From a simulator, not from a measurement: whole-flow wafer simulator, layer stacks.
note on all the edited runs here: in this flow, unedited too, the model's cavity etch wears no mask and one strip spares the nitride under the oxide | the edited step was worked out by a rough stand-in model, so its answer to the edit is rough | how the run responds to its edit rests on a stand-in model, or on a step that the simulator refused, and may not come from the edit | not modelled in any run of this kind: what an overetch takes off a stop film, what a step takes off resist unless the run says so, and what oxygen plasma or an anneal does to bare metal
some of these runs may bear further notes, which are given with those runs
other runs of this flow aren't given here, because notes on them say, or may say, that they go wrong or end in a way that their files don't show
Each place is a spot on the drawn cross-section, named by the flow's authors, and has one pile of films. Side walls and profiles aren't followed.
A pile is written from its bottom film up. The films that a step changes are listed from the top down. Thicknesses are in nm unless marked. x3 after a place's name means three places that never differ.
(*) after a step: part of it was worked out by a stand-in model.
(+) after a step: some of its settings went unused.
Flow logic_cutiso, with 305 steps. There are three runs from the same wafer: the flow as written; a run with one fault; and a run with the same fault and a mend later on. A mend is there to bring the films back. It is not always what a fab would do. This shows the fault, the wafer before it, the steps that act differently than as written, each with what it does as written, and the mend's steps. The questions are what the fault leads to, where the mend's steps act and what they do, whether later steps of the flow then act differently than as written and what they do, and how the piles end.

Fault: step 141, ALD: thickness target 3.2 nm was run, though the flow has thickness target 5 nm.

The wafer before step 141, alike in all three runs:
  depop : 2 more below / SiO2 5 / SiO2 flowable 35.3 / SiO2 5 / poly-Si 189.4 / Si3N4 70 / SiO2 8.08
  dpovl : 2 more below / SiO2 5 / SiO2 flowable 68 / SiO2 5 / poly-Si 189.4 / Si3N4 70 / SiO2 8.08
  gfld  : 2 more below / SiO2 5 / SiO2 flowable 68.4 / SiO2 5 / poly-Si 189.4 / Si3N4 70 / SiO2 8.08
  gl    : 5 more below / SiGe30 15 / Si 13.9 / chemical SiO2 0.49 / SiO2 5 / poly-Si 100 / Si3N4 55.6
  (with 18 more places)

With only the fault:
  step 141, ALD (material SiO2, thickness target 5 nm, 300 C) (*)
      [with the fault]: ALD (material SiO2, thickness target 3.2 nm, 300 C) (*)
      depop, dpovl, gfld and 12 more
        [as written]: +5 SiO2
        [with the fault]: +3.2 SiO2
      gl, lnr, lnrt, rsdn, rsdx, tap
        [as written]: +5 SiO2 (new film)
        [with the fault]: +3.2 SiO2 (new film)
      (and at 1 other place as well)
  Later steps of the flow acting differently than as written (26 other steps are not shown; they differ only slightly, by no more than 2% or 0.5 nm, whichever is larger):
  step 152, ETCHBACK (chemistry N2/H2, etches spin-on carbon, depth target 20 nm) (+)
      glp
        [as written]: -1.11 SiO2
        [with the fault]: -0.67 SiO2 (all of it), -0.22 Si3N4
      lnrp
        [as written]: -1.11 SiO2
        [with the fault]: -0.56 SiO2 (all of it), -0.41 SiOCN
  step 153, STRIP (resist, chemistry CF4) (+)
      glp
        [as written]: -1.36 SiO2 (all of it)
        [with the fault]: -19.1 Si3N4
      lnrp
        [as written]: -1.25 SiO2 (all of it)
        [with the fault]: -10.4 SiOCN
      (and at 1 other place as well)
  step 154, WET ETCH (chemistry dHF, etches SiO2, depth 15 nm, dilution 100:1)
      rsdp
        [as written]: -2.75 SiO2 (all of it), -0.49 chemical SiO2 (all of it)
        [with the fault]: -0.8 SiO2 (all of it), -0.49 chemical SiO2 (all of it)
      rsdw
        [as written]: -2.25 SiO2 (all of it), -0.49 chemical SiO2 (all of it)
        [with the fault]: -0.31 SiO2 (all of it), -0.49 chemical SiO2 (all of it)
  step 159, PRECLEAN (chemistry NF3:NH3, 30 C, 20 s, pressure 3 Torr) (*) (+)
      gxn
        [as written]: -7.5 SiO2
        [with the fault]: -1.68 SiO2 (all of it), -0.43 Si3N4
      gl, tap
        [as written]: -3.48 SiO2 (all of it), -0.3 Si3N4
        [with the fault]: -1.68 SiO2 (all of it), -0.43 Si3N4
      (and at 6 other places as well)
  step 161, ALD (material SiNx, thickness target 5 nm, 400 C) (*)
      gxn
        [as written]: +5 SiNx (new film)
        [with the fault]: +10 SiNx (new film)
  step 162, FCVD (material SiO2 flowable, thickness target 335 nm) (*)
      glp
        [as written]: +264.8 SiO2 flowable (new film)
        [with the fault]: +280.2 SiO2 flowable (new film)
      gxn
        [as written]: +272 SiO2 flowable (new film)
        [with the fault]: +264.5 SiO2 flowable (new film)
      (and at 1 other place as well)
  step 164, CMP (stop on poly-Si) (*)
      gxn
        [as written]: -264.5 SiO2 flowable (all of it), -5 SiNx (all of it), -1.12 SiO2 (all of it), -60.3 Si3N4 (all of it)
        [with the fault]: -257.1 SiO2 flowable (all of it), -10 SiNx (all of it), -59.9 Si3N4 (all of it)
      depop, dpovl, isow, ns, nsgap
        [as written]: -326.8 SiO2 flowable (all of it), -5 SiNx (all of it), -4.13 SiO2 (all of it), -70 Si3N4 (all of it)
        [with the fault]: -326.8 SiO2 flowable (all of it), -5 SiNx (all of it), -2.32 SiO2 (all of it), -70 Si3N4 (all of it)
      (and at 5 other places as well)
  At iso, the piles at the end differ from the flow's by more than 2% or 0.5 nm, whichever is larger.
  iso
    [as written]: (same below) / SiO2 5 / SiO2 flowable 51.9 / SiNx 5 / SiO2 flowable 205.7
    [with the fault]: (same below) / SiO2 5 / SiO2 flowable 49.9 / SiNx 5 / SiO2 flowable 207.7

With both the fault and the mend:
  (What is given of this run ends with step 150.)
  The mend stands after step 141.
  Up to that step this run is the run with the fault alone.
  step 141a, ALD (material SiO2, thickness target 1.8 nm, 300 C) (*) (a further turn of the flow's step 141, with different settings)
      depop, dpovl, gfld and 18 more
        +1.8 SiO2
      gxn
        +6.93 SiO2
  Every later step of the flow up to step 150 that is run acts as written, at every place that is followed, to within 2% or 0.5 nm, whichever is larger.
  After step 150 the piles are close to the flow's at the places that both follow, differing by at most 2% or 0.5 nm, whichever is larger.
